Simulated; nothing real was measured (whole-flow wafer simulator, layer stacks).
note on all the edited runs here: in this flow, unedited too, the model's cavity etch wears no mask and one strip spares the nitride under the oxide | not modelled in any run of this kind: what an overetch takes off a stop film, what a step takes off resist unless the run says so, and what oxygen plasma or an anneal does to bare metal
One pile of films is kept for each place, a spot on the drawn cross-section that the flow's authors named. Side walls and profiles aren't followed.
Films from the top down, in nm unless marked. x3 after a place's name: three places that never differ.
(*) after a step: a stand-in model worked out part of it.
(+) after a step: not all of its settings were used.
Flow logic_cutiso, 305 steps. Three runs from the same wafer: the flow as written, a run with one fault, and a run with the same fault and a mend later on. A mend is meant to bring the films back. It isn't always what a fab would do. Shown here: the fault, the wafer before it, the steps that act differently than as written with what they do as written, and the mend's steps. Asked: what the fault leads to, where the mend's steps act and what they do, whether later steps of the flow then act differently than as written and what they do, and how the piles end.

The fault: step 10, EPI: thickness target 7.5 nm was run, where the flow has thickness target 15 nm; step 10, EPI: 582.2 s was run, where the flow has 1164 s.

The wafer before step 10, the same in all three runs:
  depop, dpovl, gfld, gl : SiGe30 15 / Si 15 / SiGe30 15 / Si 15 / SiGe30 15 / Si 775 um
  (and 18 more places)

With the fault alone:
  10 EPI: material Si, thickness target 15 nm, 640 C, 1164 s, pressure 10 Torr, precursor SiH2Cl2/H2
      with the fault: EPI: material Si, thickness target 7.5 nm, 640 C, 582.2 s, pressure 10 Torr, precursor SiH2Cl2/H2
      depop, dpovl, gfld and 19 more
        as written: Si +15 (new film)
        with the fault: Si +7.5 (new film)
  Later steps of the flow that act differently than as written (3 more steps differ only slightly, by at most 2% or 0.5 nm, whichever is larger, and aren't shown):
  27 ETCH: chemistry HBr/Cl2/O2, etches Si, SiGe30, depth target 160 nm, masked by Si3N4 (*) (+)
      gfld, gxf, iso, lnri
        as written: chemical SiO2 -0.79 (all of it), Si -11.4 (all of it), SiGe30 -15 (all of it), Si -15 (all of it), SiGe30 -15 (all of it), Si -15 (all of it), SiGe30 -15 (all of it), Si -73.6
        with the fault: chemical SiO2 -0.79 (all of it), Si -3.85 (all of it), SiGe30 -15 (all of it), Si -15 (all of it), SiGe30 -15 (all of it), Si -15 (all of it), SiGe30 -15 (all of it), Si -81.1
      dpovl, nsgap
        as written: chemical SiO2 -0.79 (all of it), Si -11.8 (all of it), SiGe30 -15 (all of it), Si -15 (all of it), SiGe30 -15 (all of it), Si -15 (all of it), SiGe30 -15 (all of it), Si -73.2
        with the fault: chemical SiO2 -0.79 (all of it), Si -4.25 (all of it), SiGe30 -15 (all of it), Si -15 (all of it), SiGe30 -15 (all of it), Si -15 (all of it), SiGe30 -15 (all of it), Si -80.7
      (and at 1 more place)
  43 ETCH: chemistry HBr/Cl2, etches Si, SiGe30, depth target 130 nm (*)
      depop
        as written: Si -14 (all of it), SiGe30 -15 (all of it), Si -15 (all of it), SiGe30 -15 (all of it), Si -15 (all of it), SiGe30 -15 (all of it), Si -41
        with the fault: Si -6.52 (all of it), SiGe30 -15 (all of it), Si -15 (all of it), SiGe30 -15 (all of it), Si -15 (all of it), SiGe30 -15 (all of it), Si -48.5
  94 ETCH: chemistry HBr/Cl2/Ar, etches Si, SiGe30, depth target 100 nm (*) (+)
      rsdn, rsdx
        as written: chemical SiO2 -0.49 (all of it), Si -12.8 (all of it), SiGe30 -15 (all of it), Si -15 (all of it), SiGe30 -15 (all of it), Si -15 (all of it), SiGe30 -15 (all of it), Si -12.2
        with the fault: chemical SiO2 -0.49 (all of it), Si -5.32 (all of it), SiGe30 -15 (all of it), Si -15 (all of it), SiGe30 -15 (all of it), Si -15 (all of it), SiGe30 -15 (all of it), Si -19.7
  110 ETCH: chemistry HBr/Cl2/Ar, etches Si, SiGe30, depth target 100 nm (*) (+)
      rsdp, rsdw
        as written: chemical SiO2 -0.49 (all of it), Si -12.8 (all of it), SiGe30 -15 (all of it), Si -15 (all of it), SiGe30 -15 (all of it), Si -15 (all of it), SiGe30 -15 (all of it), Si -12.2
        with the fault: chemical SiO2 -0.49 (all of it), Si -5.32 (all of it), SiGe30 -15 (all of it), Si -15 (all of it), SiGe30 -15 (all of it), Si -15 (all of it), SiGe30 -15 (all of it), Si -19.7
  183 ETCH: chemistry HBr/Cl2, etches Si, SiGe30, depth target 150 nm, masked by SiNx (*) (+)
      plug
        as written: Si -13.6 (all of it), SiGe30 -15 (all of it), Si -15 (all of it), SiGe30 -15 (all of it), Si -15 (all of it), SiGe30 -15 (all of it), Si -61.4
        with the fault: Si -6.05 (all of it), SiGe30 -15 (all of it), Si -15 (all of it), SiGe30 -15 (all of it), Si -15 (all of it), SiGe30 -15 (all of it), Si -68.9
  At the end the piles differ from the flow's by more than 2% or 0.5 nm, whichever is larger, at gl, glp, gxn and 6 more.
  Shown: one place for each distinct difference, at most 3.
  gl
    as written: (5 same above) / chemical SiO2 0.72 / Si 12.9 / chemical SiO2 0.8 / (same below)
    with the fault: (5 same above) / chemical SiO2 0.72 / Si 5.35 / chemical SiO2 0.8 / (same below)
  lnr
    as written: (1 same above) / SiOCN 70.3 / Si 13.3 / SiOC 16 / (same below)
    with the fault: (1 same above) / SiOCN 70.3 / Si 5.79 / SiOC 16 / (same below)
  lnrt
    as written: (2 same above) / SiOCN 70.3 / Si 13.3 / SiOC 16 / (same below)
    with the fault: (2 same above) / SiOCN 70.3 / Si 5.79 / SiOC 16 / (same below)

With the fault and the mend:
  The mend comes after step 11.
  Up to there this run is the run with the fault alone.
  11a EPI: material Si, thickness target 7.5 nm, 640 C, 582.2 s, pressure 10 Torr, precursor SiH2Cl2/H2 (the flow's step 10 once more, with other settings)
      depop, dpovl, gfld and 19 more
        Si +7.5
  No later step of the flow acts differently than as written at any place that is followed.
  At the end the piles are the same as the flow's at every place that both follow.
